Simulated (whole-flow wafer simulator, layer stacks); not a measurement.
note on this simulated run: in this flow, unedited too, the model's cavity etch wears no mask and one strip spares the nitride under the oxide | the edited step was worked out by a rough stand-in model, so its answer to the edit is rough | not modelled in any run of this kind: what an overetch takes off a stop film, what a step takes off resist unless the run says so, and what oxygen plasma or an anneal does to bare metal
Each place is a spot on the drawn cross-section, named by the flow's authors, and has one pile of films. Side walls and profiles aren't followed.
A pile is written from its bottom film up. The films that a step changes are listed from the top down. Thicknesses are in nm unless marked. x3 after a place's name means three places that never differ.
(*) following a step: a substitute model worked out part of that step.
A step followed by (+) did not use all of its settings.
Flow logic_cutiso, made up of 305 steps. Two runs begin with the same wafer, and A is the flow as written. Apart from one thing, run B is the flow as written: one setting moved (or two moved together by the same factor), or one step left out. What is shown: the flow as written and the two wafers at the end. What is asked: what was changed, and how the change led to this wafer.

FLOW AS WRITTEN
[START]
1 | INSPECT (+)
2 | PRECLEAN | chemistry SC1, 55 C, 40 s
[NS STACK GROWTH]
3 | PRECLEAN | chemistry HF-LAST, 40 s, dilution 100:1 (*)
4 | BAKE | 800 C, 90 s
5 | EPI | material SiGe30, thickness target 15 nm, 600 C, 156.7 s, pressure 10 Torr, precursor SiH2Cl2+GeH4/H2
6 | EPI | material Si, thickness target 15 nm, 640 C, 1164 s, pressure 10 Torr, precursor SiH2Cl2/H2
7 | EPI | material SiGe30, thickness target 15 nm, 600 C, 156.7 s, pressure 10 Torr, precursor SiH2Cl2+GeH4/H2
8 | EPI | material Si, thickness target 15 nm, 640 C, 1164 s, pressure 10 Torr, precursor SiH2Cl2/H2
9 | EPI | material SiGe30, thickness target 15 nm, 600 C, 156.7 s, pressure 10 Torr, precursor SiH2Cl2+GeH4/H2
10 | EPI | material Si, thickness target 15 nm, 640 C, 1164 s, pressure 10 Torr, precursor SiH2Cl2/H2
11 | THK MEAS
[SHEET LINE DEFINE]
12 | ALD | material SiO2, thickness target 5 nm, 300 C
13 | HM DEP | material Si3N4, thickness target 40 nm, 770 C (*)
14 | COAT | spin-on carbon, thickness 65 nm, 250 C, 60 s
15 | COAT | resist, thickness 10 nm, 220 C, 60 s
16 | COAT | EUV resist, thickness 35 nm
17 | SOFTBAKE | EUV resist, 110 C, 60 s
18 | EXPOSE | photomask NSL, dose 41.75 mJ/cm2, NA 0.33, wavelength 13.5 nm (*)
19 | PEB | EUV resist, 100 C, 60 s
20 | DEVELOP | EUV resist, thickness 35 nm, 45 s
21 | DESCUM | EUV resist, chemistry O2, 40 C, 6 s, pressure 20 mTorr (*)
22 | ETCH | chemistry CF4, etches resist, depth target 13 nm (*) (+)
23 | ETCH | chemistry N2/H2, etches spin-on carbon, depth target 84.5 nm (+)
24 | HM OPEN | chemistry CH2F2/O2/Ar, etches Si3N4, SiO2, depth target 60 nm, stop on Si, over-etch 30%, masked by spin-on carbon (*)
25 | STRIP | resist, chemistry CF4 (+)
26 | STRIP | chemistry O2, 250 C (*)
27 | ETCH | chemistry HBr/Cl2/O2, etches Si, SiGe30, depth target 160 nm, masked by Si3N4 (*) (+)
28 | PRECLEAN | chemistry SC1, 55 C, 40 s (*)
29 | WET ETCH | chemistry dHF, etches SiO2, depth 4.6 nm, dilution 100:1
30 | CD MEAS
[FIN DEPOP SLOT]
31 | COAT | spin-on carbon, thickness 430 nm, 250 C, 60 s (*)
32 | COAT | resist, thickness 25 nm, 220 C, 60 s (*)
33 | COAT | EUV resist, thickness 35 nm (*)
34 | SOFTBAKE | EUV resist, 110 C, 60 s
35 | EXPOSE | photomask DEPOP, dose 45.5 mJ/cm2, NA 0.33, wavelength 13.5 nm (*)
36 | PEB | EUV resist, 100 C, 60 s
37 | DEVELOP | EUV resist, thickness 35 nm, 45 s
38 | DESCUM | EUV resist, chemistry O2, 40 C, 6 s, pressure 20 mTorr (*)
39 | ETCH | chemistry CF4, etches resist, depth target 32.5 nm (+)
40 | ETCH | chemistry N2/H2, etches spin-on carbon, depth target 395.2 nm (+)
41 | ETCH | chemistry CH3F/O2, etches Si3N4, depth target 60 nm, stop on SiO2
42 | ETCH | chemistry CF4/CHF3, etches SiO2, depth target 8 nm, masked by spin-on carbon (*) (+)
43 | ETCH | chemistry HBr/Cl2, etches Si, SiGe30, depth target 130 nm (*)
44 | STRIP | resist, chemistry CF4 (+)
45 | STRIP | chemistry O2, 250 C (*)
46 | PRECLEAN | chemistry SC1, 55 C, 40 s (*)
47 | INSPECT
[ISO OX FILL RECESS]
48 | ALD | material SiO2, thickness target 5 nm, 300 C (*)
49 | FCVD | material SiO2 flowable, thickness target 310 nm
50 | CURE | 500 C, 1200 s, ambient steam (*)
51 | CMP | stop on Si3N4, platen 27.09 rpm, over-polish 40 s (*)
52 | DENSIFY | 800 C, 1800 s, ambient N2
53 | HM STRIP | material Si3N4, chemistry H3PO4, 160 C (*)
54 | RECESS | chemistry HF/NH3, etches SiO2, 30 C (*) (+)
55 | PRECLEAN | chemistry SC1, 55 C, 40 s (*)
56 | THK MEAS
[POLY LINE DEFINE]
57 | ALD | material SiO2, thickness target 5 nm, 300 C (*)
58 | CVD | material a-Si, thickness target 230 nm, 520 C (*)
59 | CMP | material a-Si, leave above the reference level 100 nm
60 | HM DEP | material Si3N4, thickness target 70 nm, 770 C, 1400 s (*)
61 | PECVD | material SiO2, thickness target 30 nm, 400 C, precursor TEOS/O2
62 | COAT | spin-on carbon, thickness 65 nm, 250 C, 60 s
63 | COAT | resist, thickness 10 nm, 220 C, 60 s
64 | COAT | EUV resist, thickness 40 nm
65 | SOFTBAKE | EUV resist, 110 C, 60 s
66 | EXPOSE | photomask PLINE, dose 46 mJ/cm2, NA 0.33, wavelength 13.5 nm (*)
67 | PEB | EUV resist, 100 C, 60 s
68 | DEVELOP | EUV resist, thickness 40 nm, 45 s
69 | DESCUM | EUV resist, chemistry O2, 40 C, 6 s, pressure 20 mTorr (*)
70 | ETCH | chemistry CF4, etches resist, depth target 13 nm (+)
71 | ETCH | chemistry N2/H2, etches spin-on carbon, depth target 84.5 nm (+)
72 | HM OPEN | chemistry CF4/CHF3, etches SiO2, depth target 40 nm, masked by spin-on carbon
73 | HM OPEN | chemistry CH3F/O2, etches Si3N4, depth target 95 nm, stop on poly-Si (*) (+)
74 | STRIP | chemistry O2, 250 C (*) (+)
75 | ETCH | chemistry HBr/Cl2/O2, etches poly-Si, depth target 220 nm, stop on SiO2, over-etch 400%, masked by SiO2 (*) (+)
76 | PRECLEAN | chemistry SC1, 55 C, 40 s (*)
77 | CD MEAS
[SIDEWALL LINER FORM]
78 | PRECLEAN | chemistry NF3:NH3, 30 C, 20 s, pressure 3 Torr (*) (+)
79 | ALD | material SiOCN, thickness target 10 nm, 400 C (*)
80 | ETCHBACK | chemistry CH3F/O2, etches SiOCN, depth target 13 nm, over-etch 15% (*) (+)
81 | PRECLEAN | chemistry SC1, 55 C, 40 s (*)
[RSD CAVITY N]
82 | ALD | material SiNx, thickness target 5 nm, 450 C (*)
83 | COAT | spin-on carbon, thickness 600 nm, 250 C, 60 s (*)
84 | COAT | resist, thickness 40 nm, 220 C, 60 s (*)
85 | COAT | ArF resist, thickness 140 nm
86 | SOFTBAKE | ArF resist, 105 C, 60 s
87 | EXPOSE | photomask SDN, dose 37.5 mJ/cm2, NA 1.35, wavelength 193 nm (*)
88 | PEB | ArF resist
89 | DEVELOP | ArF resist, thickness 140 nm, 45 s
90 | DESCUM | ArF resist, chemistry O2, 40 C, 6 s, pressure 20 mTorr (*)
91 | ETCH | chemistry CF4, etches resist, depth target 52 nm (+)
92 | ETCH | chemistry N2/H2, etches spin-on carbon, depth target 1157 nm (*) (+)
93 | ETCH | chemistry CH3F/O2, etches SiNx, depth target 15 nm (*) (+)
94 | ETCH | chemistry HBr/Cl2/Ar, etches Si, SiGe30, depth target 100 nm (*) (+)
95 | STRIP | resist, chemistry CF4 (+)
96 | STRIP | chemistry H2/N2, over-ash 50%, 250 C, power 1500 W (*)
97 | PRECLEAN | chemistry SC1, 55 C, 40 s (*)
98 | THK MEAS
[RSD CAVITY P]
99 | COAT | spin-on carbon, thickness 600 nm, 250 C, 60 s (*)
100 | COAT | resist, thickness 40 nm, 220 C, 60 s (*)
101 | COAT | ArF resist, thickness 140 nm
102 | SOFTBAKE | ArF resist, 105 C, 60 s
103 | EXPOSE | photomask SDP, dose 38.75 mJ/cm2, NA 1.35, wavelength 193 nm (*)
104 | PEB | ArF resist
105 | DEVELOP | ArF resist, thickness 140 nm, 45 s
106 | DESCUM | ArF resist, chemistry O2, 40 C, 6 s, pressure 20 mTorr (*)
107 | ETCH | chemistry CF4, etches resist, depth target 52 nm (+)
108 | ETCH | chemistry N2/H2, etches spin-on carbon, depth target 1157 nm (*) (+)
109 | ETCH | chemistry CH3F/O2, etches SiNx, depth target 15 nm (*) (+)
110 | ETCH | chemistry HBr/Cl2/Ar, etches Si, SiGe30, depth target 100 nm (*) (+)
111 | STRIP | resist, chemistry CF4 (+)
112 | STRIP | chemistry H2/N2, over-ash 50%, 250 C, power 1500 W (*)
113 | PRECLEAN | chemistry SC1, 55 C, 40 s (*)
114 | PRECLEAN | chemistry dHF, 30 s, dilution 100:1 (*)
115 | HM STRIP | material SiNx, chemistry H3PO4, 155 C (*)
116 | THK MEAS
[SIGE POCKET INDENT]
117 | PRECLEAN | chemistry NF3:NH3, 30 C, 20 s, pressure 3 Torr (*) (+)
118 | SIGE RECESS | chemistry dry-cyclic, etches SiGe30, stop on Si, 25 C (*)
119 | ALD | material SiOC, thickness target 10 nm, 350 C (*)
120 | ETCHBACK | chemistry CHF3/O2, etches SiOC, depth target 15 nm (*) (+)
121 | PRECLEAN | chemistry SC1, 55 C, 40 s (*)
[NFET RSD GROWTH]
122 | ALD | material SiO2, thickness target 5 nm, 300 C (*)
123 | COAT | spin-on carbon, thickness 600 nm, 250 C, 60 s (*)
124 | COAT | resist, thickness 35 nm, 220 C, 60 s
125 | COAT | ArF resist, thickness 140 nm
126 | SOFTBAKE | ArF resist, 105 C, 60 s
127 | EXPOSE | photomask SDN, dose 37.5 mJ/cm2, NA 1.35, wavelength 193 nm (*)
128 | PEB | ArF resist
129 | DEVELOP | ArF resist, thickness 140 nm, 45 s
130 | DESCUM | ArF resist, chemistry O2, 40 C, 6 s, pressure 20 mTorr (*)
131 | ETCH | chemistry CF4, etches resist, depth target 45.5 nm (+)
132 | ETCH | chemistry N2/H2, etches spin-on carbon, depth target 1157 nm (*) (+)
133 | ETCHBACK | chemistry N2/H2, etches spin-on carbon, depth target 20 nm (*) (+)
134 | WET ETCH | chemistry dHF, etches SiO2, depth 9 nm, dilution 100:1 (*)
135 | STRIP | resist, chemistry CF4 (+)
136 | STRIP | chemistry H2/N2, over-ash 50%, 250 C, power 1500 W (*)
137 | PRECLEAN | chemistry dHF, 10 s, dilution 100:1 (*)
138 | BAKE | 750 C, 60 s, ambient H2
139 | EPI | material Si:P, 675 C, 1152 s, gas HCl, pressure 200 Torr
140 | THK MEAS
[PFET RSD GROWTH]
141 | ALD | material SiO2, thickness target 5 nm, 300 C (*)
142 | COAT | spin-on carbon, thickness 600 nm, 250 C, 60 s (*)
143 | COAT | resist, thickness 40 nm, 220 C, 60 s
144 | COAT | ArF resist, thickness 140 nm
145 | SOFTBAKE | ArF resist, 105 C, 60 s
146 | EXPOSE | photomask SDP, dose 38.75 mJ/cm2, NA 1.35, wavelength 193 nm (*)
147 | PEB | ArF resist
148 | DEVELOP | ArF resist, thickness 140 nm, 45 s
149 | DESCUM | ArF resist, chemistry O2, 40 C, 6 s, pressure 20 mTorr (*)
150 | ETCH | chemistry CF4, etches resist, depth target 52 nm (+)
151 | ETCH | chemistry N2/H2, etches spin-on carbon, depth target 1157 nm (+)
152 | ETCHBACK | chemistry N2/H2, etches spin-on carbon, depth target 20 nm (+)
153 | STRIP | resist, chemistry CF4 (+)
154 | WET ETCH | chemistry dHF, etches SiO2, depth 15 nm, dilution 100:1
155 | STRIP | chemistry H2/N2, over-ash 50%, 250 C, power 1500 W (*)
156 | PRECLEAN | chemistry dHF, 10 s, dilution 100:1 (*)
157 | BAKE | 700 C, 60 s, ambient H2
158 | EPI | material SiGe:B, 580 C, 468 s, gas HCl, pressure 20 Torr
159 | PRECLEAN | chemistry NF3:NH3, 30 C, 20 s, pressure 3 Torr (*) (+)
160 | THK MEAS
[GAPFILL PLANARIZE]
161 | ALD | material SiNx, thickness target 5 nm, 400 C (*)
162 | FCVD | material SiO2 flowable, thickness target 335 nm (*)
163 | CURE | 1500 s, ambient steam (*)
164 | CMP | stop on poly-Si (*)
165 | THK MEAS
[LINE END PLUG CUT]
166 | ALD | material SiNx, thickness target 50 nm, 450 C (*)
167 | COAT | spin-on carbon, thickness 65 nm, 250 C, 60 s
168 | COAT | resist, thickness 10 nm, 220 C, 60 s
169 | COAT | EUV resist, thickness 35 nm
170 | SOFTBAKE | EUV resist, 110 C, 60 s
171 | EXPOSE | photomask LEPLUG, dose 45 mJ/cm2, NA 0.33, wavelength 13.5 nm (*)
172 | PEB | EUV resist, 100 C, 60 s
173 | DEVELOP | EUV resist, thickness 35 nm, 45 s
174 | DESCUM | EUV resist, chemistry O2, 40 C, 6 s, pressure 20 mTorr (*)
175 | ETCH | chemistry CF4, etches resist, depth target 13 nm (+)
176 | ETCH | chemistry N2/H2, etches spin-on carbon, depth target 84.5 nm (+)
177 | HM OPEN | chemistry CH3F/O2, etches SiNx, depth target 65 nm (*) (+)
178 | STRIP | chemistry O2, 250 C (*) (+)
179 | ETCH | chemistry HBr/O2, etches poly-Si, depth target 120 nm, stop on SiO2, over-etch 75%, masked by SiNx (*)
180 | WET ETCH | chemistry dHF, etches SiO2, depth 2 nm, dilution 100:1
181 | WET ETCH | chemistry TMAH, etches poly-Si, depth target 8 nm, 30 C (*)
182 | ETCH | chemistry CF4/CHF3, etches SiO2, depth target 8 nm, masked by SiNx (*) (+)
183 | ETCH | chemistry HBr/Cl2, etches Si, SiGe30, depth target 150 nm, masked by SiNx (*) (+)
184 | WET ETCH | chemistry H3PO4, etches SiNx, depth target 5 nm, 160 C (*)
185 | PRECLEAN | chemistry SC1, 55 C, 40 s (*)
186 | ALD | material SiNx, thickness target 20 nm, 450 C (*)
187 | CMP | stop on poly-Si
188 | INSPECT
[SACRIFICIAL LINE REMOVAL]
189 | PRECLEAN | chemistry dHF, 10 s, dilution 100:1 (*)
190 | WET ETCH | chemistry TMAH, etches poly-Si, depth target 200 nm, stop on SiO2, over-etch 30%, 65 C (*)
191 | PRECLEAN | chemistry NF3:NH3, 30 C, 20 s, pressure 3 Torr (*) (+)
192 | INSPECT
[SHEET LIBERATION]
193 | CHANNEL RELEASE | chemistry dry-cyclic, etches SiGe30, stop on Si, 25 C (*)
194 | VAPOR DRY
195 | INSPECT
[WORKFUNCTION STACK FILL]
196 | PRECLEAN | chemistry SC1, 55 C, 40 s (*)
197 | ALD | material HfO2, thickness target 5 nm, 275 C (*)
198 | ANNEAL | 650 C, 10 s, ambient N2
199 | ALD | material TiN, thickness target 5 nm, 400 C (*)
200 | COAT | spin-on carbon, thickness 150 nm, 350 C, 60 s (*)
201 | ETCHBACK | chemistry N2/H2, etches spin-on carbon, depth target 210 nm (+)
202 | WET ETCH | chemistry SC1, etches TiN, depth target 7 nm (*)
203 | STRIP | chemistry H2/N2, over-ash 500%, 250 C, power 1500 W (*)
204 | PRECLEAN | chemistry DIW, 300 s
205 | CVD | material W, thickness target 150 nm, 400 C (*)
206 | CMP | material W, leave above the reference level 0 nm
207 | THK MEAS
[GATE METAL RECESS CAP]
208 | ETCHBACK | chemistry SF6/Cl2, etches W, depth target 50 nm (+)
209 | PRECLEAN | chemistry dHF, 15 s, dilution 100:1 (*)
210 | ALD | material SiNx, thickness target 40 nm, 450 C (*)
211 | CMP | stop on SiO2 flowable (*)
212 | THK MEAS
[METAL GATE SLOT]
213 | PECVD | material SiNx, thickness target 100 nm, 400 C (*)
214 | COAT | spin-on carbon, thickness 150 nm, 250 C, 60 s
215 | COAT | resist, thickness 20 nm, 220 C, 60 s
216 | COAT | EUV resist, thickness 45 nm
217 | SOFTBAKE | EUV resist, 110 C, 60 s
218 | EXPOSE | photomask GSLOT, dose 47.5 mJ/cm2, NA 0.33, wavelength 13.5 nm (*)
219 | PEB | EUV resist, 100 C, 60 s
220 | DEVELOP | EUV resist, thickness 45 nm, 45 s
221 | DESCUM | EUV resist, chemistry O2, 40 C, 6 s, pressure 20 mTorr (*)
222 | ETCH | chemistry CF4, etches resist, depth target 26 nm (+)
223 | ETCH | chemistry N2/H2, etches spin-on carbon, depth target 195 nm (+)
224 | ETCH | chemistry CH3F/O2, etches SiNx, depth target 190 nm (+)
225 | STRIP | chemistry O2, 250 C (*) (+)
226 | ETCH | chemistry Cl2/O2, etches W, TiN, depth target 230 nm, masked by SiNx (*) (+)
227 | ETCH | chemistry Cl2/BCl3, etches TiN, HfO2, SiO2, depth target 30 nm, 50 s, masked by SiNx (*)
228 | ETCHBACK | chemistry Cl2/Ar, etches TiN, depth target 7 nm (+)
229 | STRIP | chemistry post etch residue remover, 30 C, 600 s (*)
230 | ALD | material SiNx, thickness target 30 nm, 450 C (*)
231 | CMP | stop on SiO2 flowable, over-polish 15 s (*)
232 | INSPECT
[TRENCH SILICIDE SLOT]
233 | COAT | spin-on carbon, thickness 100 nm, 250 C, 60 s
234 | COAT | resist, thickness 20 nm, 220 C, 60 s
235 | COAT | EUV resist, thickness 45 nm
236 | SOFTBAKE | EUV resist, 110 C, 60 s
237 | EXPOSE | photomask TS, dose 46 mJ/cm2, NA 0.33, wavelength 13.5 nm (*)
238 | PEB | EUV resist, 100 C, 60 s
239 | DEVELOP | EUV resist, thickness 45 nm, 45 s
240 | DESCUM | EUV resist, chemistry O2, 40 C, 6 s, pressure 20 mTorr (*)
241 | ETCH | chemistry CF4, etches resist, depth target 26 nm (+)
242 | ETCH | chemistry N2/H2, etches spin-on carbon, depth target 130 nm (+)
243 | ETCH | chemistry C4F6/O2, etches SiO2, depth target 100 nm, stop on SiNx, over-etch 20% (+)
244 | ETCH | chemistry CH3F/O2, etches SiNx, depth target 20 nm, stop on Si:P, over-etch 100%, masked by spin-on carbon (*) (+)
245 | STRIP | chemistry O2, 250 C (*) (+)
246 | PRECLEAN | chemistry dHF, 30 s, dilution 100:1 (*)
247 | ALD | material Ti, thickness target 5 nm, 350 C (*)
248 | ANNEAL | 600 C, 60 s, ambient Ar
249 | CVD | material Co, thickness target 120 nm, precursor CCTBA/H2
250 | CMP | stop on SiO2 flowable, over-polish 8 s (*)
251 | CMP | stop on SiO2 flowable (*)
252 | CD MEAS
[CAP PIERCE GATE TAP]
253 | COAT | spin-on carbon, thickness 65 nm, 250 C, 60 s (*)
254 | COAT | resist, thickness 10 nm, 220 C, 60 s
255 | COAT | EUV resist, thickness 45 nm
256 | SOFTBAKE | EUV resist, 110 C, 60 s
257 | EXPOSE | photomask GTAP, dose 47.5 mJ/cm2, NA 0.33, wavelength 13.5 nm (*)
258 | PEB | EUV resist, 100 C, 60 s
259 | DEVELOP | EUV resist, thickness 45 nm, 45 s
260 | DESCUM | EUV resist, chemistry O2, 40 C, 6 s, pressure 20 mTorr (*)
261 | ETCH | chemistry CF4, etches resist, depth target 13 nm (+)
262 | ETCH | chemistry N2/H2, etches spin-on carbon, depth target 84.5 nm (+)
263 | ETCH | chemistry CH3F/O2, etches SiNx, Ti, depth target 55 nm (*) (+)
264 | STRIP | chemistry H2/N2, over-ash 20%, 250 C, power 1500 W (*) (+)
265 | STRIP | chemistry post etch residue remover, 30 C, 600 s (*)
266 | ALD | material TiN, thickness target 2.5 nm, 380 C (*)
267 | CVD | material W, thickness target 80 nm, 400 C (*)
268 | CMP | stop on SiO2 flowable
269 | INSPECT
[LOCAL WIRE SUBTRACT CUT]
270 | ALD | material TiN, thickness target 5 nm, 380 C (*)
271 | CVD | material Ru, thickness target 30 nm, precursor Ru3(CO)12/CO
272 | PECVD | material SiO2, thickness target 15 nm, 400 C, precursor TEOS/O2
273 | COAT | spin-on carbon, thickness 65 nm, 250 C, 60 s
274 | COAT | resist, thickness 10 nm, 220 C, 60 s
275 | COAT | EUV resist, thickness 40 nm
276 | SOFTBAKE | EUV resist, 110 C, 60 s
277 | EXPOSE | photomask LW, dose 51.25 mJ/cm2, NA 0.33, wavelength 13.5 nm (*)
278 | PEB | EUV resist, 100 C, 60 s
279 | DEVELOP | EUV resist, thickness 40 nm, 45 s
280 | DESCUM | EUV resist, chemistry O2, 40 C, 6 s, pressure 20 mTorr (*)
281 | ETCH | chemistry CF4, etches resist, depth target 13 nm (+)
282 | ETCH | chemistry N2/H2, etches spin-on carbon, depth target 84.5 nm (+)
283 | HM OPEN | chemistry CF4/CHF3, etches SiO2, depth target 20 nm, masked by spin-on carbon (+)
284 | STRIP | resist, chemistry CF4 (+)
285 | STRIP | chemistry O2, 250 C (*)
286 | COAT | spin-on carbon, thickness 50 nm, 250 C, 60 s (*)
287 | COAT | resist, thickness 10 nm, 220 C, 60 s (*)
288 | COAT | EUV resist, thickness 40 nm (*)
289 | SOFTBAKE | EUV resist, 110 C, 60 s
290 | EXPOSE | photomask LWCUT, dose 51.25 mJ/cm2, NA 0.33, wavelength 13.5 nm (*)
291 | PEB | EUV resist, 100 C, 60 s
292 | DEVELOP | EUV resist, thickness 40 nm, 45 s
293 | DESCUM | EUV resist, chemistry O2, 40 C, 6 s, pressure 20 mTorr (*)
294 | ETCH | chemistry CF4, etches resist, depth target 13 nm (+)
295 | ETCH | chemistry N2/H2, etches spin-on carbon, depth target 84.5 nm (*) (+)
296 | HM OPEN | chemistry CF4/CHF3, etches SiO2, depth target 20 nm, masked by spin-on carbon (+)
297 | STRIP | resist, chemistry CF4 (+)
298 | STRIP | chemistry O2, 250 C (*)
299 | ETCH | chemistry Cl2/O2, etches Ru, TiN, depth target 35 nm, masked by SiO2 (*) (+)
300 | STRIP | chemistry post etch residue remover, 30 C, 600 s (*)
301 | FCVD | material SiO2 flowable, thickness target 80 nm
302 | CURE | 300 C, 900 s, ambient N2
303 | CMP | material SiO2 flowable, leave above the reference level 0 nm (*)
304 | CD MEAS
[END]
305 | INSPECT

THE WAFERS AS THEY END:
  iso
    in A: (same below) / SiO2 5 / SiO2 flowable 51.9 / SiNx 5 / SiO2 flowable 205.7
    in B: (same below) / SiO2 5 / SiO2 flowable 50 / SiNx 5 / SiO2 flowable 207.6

The reason: step 120, ETCHBACK: depth target 16.9 nm was run, though the flow has depth target 15 nm.

The path from the change to this, step by step:
  120 | ETCHBACK | chemistry CHF3/O2, etches SiOC, depth target 15 nm (*) (+)
      gxn: A -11 SiOC (all of it), -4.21 SiO2 (all of it) | B -11 SiOC (all of it), -4.21 SiO2 (all of it), -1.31 Si3N4
      gxp: A -11 SiOC (all of it), -4.25 SiO2 (all of it) | B -11 SiOC (all of it), -4.25 SiO2 (all of it), -1.3 Si3N4
      (as well as at 16 more places)
  164 | CMP | stop on poly-Si (*)
      depop, dpovl, isow, ns, nsgap: A -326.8 SiO2 flowable (all of it), -5 SiNx (all of it), -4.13 SiO2 (all of it), -70 Si3N4 (all of it) | B -326.8 SiO2 flowable (all of it), -5 SiNx (all of it), -2.23 SiO2 (all of it), -70 Si3N4 (all of it)
      gfld, gxf: A -251.9 SiO2 flowable (all of it), -5 SiNx (all of it), -4.13 SiO2 (all of it), -70 Si3N4 (all of it) | B -253 SiO2 flowable (all of it), -5 SiNx (all of it), -2.23 SiO2 (all of it), -70 Si3N4 (all of it)
      (as well as at 4 more places)
